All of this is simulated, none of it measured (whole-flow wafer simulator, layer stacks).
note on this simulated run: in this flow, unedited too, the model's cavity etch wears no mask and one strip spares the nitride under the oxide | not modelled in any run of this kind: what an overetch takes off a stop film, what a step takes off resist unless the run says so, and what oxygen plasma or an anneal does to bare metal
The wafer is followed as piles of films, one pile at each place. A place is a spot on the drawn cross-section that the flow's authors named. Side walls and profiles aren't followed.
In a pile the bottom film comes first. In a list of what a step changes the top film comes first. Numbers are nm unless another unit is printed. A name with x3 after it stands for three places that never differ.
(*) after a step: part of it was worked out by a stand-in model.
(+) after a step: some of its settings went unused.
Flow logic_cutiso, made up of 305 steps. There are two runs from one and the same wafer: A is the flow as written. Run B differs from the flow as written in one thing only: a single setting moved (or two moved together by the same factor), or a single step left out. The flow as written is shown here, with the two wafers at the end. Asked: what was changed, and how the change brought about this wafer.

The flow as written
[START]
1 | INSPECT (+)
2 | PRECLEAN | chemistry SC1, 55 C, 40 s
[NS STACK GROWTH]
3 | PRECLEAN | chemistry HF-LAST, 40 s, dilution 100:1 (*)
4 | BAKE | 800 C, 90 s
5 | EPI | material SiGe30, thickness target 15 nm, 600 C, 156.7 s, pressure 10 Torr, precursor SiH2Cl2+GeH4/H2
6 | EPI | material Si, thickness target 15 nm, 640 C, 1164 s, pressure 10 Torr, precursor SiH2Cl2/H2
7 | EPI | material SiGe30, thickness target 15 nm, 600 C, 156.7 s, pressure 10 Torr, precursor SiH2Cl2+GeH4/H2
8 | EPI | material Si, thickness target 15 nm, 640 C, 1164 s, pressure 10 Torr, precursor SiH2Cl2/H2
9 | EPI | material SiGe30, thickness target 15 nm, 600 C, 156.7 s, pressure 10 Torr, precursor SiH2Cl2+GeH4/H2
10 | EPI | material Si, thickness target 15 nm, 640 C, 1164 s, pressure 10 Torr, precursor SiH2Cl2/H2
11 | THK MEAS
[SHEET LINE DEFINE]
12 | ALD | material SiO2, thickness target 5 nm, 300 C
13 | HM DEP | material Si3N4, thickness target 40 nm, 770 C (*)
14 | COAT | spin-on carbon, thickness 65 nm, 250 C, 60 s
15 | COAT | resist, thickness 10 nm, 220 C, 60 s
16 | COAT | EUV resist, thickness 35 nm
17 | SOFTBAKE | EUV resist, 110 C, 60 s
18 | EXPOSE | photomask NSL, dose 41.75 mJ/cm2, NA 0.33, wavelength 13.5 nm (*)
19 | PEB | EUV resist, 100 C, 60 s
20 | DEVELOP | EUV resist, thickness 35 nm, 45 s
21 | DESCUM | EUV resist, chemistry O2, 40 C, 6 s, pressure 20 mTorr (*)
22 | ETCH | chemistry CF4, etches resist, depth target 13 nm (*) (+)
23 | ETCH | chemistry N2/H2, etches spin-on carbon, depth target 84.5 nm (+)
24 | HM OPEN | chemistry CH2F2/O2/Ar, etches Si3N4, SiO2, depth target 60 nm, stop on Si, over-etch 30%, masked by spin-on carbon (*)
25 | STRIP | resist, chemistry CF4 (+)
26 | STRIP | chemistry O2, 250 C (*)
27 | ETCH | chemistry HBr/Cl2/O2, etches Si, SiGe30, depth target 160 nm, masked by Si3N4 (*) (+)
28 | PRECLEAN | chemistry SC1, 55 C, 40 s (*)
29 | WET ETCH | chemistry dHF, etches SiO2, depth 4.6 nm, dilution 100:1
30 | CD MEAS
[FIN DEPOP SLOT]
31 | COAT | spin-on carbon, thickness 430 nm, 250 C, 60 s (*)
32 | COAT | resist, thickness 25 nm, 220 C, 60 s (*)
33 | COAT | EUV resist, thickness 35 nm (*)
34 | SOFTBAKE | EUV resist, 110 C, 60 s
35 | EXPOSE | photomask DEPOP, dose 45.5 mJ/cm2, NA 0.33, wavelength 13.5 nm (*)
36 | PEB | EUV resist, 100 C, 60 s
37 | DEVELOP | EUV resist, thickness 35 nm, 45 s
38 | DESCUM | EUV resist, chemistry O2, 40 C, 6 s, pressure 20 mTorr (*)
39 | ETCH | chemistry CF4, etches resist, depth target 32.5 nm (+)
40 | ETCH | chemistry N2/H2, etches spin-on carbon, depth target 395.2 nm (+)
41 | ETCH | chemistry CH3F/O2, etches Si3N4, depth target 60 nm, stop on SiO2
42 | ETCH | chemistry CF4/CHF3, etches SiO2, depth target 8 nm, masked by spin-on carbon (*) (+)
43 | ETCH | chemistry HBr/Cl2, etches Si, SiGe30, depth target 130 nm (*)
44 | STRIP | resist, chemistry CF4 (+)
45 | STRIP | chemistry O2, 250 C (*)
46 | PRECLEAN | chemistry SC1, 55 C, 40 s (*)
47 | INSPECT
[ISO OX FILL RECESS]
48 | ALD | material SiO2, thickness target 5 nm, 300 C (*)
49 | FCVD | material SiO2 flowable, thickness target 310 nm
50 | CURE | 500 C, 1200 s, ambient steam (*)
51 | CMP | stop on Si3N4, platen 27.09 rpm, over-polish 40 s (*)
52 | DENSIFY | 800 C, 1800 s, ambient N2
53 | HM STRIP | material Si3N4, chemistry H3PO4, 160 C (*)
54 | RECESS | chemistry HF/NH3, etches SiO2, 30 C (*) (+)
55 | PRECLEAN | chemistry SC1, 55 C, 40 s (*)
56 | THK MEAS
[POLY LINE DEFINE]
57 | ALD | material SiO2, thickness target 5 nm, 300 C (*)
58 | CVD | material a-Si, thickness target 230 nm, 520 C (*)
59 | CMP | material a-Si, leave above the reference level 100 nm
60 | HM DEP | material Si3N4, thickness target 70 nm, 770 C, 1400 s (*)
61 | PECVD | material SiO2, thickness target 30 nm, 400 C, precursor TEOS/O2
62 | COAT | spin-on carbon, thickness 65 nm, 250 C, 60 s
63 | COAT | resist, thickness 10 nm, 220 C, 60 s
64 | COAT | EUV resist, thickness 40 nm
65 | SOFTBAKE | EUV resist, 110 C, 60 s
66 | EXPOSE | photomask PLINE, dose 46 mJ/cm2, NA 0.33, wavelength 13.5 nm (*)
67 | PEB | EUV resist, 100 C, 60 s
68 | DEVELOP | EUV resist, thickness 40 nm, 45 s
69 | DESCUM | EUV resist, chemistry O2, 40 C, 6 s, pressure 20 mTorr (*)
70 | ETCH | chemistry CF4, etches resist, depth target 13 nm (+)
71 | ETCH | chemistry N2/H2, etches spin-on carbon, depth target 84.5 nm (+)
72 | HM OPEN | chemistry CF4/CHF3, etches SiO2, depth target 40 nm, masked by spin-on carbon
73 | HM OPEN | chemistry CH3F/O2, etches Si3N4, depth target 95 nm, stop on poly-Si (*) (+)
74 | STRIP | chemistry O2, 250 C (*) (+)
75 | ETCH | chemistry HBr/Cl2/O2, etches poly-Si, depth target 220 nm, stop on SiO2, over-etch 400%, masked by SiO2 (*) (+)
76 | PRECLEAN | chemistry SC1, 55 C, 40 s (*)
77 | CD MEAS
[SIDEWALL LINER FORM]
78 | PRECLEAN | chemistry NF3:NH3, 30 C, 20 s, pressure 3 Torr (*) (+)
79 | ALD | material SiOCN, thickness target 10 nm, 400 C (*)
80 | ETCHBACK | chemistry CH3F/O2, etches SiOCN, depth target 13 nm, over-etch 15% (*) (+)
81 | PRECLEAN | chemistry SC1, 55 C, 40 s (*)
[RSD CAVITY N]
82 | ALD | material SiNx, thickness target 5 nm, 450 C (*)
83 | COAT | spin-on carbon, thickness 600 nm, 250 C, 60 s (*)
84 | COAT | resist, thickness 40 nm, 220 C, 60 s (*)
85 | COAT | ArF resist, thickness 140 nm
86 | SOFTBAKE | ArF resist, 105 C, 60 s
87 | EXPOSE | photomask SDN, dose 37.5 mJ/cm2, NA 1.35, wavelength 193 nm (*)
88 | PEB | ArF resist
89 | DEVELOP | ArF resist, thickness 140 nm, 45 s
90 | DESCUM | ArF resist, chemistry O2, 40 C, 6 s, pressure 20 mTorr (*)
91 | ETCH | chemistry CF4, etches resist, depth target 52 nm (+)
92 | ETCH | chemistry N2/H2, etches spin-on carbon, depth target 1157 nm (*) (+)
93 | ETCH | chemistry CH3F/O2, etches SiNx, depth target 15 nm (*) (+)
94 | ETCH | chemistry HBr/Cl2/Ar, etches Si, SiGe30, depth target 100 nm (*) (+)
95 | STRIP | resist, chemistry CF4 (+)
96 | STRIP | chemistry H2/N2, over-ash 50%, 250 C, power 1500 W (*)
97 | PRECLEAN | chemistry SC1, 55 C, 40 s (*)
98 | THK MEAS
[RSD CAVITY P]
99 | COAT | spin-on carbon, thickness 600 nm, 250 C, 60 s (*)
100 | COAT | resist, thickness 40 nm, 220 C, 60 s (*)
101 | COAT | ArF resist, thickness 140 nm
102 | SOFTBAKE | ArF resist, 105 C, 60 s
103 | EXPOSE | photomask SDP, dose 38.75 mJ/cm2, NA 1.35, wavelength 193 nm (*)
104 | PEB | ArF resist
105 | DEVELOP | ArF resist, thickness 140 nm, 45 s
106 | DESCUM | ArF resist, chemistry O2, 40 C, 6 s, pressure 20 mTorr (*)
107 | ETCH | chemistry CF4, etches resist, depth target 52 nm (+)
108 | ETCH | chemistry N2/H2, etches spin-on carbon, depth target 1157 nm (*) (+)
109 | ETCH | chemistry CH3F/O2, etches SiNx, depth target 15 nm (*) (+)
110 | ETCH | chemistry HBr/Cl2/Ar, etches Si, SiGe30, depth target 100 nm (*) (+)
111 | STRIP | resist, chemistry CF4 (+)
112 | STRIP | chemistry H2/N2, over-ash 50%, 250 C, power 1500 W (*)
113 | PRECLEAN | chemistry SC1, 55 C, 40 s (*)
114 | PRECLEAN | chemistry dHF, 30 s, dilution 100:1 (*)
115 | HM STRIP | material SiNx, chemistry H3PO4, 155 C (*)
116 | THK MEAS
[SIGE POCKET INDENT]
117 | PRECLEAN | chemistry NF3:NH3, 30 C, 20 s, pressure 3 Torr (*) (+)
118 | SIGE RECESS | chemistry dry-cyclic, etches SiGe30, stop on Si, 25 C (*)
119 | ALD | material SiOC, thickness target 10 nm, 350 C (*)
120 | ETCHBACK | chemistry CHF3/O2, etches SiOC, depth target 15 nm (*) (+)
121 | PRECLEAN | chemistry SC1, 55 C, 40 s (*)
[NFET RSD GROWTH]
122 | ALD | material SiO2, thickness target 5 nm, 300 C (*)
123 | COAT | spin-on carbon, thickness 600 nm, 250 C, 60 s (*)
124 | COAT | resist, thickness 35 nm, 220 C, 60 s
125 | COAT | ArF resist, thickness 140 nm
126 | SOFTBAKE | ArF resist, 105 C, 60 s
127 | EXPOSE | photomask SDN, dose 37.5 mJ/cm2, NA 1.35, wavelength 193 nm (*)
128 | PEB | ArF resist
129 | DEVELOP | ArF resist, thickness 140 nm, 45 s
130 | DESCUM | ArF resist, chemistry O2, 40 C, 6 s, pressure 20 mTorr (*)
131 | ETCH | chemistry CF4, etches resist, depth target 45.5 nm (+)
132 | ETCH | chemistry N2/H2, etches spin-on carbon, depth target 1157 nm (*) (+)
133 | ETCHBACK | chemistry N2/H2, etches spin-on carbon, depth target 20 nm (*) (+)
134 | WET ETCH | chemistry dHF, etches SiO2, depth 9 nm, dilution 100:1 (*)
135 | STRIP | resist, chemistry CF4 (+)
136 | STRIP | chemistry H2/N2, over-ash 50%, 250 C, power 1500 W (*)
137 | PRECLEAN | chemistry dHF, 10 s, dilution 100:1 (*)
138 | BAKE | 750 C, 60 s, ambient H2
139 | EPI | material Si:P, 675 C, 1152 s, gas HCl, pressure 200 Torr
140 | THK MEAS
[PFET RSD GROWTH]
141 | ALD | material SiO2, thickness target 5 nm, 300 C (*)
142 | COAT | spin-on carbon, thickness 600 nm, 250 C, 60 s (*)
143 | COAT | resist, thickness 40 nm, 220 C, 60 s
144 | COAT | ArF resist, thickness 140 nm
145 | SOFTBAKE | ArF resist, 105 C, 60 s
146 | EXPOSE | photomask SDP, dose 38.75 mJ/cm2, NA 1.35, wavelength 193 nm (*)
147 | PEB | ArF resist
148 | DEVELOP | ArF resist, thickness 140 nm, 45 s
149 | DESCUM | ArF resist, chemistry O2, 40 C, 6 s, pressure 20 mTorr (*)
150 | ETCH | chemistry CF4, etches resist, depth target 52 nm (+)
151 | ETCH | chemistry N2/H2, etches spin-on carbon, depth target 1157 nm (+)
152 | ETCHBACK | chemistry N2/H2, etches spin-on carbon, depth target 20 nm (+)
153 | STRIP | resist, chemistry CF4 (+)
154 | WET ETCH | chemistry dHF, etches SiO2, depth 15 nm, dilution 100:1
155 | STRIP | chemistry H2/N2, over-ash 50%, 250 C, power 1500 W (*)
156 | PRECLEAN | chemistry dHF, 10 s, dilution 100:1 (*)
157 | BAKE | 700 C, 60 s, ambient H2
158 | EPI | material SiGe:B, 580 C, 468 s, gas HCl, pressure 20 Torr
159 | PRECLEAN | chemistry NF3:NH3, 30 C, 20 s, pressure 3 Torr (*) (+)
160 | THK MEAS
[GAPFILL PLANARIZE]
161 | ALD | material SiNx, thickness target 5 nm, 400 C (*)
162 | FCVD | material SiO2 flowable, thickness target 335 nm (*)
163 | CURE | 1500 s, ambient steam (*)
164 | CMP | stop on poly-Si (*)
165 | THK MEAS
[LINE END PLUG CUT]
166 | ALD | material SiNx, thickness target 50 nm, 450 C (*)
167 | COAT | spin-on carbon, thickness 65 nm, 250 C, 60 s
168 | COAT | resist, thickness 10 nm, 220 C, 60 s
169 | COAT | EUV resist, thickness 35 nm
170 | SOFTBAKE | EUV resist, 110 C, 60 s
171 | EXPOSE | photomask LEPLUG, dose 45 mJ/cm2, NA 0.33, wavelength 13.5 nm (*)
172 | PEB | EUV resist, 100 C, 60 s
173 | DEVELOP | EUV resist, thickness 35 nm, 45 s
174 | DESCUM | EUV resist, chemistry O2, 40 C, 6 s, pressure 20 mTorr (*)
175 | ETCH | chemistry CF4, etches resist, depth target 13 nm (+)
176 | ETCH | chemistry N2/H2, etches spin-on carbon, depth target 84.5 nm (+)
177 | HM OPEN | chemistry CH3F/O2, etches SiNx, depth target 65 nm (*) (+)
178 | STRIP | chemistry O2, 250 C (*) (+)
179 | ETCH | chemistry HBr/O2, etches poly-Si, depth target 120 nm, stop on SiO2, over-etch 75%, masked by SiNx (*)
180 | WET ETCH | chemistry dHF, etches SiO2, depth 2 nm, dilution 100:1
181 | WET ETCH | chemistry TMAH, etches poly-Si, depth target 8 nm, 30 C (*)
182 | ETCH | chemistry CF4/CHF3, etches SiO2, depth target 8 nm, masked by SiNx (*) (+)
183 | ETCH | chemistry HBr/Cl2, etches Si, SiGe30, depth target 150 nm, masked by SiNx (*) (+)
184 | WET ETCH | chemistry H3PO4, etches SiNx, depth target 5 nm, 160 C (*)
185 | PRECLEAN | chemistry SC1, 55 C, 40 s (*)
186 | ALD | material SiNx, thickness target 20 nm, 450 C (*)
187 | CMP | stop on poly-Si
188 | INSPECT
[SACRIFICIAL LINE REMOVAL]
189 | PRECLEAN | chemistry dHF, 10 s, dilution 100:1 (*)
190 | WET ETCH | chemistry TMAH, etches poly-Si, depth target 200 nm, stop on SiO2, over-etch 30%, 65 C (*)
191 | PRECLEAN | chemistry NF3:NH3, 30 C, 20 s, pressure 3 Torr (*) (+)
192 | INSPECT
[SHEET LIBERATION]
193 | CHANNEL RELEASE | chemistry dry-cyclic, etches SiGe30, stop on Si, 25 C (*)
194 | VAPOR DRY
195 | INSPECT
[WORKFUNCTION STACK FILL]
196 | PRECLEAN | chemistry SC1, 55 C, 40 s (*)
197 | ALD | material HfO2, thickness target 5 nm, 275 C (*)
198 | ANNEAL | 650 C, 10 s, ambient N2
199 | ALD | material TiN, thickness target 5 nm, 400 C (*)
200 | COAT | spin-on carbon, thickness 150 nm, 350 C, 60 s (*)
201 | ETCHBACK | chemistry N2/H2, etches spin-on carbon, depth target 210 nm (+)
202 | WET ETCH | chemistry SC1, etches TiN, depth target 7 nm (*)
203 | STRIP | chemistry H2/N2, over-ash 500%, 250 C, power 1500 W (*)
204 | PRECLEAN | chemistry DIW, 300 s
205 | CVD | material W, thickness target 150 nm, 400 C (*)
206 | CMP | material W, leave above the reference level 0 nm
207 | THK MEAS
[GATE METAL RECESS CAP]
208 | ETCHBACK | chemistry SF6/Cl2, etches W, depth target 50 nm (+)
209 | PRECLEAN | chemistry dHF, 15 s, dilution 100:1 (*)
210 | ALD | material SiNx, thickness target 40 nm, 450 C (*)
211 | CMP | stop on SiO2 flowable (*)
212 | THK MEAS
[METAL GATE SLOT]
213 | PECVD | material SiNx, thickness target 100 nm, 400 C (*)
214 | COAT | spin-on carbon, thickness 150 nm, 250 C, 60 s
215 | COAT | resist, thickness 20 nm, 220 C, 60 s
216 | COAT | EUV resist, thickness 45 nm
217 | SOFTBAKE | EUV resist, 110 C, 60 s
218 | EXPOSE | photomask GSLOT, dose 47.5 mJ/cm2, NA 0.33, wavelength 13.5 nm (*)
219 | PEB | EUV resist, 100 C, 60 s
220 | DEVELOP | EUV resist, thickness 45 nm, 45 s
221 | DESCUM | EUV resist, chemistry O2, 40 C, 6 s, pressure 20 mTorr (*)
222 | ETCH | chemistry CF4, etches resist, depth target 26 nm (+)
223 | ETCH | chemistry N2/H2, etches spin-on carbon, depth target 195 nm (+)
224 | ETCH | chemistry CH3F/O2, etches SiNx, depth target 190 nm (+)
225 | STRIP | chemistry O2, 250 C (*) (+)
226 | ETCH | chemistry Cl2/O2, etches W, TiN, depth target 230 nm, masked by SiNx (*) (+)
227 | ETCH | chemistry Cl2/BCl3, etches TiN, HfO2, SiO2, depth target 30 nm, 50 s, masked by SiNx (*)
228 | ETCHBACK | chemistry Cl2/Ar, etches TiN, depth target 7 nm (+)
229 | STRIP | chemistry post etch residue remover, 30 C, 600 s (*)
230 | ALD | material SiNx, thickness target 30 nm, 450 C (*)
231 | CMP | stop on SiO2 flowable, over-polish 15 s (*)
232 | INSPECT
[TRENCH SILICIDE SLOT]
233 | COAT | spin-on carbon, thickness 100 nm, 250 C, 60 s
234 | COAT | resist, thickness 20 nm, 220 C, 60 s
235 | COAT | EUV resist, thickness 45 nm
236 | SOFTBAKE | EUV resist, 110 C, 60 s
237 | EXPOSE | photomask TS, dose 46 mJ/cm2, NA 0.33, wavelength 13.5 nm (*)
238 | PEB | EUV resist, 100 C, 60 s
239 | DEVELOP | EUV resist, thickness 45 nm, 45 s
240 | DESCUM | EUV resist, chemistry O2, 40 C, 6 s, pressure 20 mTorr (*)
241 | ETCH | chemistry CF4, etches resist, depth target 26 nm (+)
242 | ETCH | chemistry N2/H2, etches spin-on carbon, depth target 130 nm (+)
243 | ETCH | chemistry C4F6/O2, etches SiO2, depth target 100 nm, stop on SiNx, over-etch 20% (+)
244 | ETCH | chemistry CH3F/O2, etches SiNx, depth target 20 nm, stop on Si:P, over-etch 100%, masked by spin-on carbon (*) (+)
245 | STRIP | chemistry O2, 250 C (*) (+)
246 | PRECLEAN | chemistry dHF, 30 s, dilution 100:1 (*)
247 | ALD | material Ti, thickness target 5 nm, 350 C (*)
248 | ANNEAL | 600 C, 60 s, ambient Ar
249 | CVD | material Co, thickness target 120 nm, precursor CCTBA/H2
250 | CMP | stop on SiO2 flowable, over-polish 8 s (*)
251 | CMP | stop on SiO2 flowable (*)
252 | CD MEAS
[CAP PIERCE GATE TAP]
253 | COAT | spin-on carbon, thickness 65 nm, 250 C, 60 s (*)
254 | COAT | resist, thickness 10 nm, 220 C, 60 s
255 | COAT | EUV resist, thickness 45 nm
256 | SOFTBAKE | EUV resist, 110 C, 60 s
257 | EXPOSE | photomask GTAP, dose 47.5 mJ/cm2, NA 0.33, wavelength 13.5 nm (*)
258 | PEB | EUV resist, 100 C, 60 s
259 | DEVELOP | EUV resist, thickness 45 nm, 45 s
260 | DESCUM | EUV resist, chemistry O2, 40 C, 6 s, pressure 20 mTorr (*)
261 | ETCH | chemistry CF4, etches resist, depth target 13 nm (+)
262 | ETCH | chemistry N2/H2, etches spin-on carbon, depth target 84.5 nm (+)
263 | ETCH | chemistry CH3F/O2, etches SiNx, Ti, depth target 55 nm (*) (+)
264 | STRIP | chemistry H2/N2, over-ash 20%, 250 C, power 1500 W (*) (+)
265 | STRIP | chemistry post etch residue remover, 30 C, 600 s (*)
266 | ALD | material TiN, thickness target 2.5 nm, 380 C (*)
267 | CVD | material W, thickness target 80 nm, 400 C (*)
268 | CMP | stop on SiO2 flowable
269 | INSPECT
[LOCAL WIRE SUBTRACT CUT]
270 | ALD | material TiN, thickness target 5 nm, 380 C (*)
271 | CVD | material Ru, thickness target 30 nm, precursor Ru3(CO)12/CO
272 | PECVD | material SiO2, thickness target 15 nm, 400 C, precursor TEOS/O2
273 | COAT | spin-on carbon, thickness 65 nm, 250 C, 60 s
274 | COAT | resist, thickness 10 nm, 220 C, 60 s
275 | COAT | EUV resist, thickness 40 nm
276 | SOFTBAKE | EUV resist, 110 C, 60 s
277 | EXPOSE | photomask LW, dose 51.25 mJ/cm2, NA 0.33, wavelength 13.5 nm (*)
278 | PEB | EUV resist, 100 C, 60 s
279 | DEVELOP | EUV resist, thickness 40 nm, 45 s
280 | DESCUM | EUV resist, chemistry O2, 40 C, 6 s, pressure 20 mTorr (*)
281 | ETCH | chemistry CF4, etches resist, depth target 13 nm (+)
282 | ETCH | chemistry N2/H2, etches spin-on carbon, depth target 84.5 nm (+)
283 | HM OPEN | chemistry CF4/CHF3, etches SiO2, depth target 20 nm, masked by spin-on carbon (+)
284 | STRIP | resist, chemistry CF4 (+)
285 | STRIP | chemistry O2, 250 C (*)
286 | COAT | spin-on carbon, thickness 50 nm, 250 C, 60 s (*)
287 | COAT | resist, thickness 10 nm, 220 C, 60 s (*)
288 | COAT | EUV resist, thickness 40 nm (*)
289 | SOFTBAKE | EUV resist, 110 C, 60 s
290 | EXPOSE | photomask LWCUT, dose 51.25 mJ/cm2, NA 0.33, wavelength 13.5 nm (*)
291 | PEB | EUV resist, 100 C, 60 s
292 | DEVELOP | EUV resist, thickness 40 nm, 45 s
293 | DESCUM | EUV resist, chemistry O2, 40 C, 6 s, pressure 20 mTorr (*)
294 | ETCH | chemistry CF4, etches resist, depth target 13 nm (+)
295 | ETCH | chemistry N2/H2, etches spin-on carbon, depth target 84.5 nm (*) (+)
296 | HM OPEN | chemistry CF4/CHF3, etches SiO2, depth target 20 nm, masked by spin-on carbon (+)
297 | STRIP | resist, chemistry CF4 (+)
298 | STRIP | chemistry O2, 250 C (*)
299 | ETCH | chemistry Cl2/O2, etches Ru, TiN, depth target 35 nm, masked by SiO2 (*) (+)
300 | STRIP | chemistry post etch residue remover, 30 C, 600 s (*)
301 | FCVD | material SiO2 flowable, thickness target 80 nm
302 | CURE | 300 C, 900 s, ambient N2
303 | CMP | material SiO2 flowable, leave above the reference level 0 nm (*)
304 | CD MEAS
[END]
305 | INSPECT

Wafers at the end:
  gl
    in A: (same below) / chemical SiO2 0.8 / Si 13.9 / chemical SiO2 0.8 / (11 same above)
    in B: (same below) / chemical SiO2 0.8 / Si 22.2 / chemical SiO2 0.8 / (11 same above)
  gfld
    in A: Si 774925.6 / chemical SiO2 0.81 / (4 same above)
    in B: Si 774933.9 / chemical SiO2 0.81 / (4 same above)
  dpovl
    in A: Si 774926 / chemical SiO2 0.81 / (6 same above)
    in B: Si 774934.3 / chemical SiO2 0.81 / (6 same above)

Cause: step 8, EPI: thickness target 23.2 nm was run, whereas the flow has thickness target 15 nm; step 8, EPI: 1805 s was run, where the flow has 1164 s.

How this came from the change, step by step:
  8 | EPI | material Si, thickness target 15 nm, 640 C, 1164 s, pressure 10 Torr, precursor SiH2Cl2/H2
      depop, dpovl, gfld and 19 more: A Si gains 15 (new film) | B Si gains 23.3 (new film)
  27 | ETCH | chemistry HBr/Cl2/O2, etches Si, SiGe30, depth target 160 nm, masked by Si3N4 (*) (+)
      gfld, gxf, iso, lnri: A chemical SiO2 loses 0.79 (all of it), Si loses 11.4 (all of it), SiGe30 loses 15 (all of it), Si loses 15 (all of it), SiGe30 loses 15 (all of it), Si loses 15 (all of it), SiGe30 loses 15 (all of it), Si loses 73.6 | B chemical SiO2 loses 0.79 (all of it), Si loses 11.4 (all of it), SiGe30 loses 15 (all of it), Si loses 23.3 (all of it), SiGe30 loses 15 (all of it), Si loses 15 (all of it), SiGe30 loses 15 (all of it), Si loses 65.4
      dpovl, nsgap: A chemical SiO2 loses 0.79 (all of it), Si loses 11.8 (all of it), SiGe30 loses 15 (all of it), Si loses 15 (all of it), SiGe30 loses 15 (all of it), Si loses 15 (all of it), SiGe30 loses 15 (all of it), Si loses 73.2 | B chemical SiO2 loses 0.79 (all of it), Si loses 11.8 (all of it), SiGe30 loses 15 (all of it), Si loses 23.3 (all of it), SiGe30 loses 15 (all of it), Si loses 15 (all of it), SiGe30 loses 15 (all of it), Si loses 65
      (and at 1 other place as well)
  43 | ETCH | chemistry HBr/Cl2, etches Si, SiGe30, depth target 130 nm (*)
      depop: A Si loses 14 (all of it), SiGe30 loses 15 (all of it), Si loses 15 (all of it), SiGe30 loses 15 (all of it), Si loses 15 (all of it), SiGe30 loses 15 (all of it), Si loses 41 | B Si loses 14 (all of it), SiGe30 loses 15 (all of it), Si loses 23.3 (all of it), SiGe30 loses 15 (all of it), Si loses 15 (all of it), SiGe30 loses 15 (all of it), Si loses 32.7
  94 | ETCH | chemistry HBr/Cl2/Ar, etches Si, SiGe30, depth target 100 nm (*) (+)
      rsdn, rsdx: A chemical SiO2 loses 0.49 (all of it), Si loses 12.8 (all of it), SiGe30 loses 15 (all of it), Si loses 15 (all of it), SiGe30 loses 15 (all of it), Si loses 15 (all of it), SiGe30 loses 15 (all of it), Si loses 12.2 | B chemical SiO2 loses 0.49 (all of it), Si loses 12.8 (all of it), SiGe30 loses 15 (all of it), Si loses 23.3 (all of it), SiGe30 loses 15 (all of it), Si loses 15 (all of it), SiGe30 loses 15 (all of it), Si loses 3.91
  110 | ETCH | chemistry HBr/Cl2/Ar, etches Si, SiGe30, depth target 100 nm (*) (+)
      rsdp, rsdw: A chemical SiO2 loses 0.49 (all of it), Si loses 12.8 (all of it), SiGe30 loses 15 (all of it), Si loses 15 (all of it), SiGe30 loses 15 (all of it), Si loses 15 (all of it), SiGe30 loses 15 (all of it), Si loses 12.2 | B chemical SiO2 loses 0.49 (all of it), Si loses 12.8 (all of it), SiGe30 loses 15 (all of it), Si loses 23.3 (all of it), SiGe30 loses 15 (all of it), Si loses 15 (all of it), SiGe30 loses 15 (all of it), Si loses 3.91
  183 | ETCH | chemistry HBr/Cl2, etches Si, SiGe30, depth target 150 nm, masked by SiNx (*) (+)
      plug: A Si loses 13.6 (all of it), SiGe30 loses 15 (all of it), Si loses 15 (all of it), SiGe30 loses 15 (all of it), Si loses 15 (all of it), SiGe30 loses 15 (all of it), Si loses 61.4 | B Si loses 13.6 (all of it), SiGe30 loses 15 (all of it), Si loses 23.3 (all of it), SiGe30 loses 15 (all of it), Si loses 15 (all of it), SiGe30 loses 15 (all of it), Si loses 53.2
